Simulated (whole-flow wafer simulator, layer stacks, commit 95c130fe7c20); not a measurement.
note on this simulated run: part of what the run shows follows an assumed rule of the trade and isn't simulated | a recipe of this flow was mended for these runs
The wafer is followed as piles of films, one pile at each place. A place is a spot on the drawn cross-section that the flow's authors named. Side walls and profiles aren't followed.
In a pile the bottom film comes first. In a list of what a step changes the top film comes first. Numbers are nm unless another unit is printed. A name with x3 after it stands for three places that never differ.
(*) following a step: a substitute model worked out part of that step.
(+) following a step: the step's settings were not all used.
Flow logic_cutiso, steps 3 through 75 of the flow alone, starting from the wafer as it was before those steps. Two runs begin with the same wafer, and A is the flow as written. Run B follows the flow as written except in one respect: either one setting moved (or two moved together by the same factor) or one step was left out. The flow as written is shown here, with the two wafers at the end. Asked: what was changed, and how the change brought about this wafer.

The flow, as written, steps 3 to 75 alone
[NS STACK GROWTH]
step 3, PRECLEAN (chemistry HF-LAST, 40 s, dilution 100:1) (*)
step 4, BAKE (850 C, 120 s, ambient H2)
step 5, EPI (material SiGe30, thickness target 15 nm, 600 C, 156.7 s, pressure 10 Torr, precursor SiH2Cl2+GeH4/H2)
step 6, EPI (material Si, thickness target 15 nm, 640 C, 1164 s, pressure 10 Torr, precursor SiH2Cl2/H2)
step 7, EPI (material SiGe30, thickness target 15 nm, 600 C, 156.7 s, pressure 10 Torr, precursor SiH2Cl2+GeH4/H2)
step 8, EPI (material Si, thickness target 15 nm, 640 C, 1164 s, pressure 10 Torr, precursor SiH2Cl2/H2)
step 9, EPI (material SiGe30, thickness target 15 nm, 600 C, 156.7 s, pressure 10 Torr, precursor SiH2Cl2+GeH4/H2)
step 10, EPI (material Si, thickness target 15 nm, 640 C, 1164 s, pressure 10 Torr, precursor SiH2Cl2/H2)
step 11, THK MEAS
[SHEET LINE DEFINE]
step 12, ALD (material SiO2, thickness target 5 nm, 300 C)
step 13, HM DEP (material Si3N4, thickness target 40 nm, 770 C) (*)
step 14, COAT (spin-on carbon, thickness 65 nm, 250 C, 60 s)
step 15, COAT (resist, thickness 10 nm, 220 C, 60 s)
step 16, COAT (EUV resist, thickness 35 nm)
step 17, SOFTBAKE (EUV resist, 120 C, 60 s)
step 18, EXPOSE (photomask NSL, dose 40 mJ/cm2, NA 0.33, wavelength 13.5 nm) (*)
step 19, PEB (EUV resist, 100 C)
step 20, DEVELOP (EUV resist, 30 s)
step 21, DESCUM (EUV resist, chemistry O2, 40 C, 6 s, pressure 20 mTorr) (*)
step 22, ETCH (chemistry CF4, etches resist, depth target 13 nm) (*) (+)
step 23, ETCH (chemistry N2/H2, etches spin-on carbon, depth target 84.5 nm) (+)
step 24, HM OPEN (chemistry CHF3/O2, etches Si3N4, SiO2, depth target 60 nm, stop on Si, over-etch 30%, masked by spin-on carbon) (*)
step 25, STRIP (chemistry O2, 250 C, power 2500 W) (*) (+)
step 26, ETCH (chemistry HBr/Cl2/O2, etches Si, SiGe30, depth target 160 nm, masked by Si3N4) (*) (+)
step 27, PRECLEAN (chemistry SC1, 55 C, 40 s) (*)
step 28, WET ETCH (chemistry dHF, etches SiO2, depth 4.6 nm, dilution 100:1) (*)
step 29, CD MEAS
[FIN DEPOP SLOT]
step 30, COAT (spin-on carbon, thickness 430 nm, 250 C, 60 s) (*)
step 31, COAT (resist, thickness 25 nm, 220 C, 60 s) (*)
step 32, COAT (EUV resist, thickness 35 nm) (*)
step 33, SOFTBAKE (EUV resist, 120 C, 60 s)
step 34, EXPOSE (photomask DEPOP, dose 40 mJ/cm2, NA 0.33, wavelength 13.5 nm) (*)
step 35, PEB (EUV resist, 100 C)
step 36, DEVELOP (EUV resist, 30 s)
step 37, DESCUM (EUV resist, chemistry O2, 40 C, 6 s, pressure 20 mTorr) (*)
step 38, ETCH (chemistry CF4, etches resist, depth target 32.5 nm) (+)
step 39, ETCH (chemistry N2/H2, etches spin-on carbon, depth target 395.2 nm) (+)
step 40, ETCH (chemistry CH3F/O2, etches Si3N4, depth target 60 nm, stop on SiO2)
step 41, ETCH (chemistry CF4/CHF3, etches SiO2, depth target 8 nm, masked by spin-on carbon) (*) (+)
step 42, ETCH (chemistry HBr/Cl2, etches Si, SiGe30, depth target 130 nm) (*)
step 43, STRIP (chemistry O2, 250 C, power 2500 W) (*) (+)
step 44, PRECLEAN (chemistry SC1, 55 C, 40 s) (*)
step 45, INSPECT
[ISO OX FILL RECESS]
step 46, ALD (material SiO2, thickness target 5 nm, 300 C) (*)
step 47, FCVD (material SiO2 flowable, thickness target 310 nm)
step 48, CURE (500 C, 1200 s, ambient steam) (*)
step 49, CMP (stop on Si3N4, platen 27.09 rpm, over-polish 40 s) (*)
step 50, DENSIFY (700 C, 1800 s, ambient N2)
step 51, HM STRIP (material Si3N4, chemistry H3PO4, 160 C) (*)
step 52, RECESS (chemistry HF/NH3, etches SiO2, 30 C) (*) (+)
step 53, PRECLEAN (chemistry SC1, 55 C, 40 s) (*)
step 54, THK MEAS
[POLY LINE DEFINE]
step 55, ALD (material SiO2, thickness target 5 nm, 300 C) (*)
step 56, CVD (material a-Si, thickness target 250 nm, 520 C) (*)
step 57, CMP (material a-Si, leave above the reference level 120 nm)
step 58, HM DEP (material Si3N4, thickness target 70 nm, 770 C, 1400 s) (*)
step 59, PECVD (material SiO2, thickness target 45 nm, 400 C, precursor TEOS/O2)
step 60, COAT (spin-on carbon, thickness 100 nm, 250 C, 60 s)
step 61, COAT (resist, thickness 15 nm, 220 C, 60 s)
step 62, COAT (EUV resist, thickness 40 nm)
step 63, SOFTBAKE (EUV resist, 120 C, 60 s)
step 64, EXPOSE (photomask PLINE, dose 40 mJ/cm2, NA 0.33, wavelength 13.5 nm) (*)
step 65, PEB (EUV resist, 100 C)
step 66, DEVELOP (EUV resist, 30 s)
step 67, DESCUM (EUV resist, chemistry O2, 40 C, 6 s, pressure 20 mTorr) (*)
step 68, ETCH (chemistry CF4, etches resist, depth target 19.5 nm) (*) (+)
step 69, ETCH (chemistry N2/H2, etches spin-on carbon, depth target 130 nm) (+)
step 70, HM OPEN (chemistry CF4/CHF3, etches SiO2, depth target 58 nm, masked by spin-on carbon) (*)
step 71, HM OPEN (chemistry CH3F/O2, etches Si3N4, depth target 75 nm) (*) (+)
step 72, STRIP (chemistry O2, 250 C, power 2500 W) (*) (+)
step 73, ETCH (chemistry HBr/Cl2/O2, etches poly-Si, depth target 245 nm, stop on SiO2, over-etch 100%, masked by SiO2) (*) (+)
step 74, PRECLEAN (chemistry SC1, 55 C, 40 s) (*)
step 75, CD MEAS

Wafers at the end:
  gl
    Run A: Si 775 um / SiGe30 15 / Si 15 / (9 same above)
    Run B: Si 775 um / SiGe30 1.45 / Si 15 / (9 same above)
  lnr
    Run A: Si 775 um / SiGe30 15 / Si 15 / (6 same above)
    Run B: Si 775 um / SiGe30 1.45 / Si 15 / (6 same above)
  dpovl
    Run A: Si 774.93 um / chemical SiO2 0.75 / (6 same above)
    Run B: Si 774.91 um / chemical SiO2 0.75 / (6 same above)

The reason: step 5, EPI: 510 C was run, though the flow has 600 C.

The path from the change to this, step by step:
  step 5, EPI (material SiGe30, thickness target 15 nm, 600 C, 156.7 s, pressure 10 Torr, precursor SiH2Cl2+GeH4/H2)
      depop, dpovl, gfld and 19 more: A SiGe30 gains 15 (new film) | B SiGe30 gains 1.45 (new film)
  step 26, ETCH (chemistry HBr/Cl2/O2, etches Si, SiGe30, depth target 160 nm, masked by Si3N4) (*) (+)
      dpovl, gfld, gxf, iso, isow, lnri, nsgap: A chemical SiO2 loses 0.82 (all of it), Si loses 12 (all of it), SiGe30 loses 15 (all of it), Si loses 15 (all of it), SiGe30 loses 15 (all of it), Si loses 15 (all of it), SiGe30 loses 15 (all of it), Si loses 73 | B chemical SiO2 loses 0.82 (all of it), Si loses 12 (all of it), SiGe30 loses 15 (all of it), Si loses 15 (all of it), SiGe30 loses 15 (all of it), Si loses 15 (all of it), SiGe30 loses 1.45 (all of it), Si loses 86.6
  step 42, ETCH (chemistry HBr/Cl2, etches Si, SiGe30, depth target 130 nm) (*)
      depop: A Si loses 13.8 (all of it), SiGe30 loses 15 (all of it), Si loses 15 (all of it), SiGe30 loses 15 (all of it), Si loses 15 (all of it), SiGe30 loses 15 (all of it), Si loses 41.2 | B Si loses 13.8 (all of it), SiGe30 loses 15 (all of it), Si loses 15 (all of it), SiGe30 loses 15 (all of it), Si loses 15 (all of it), SiGe30 loses 1.45 (all of it), Si loses 54.8
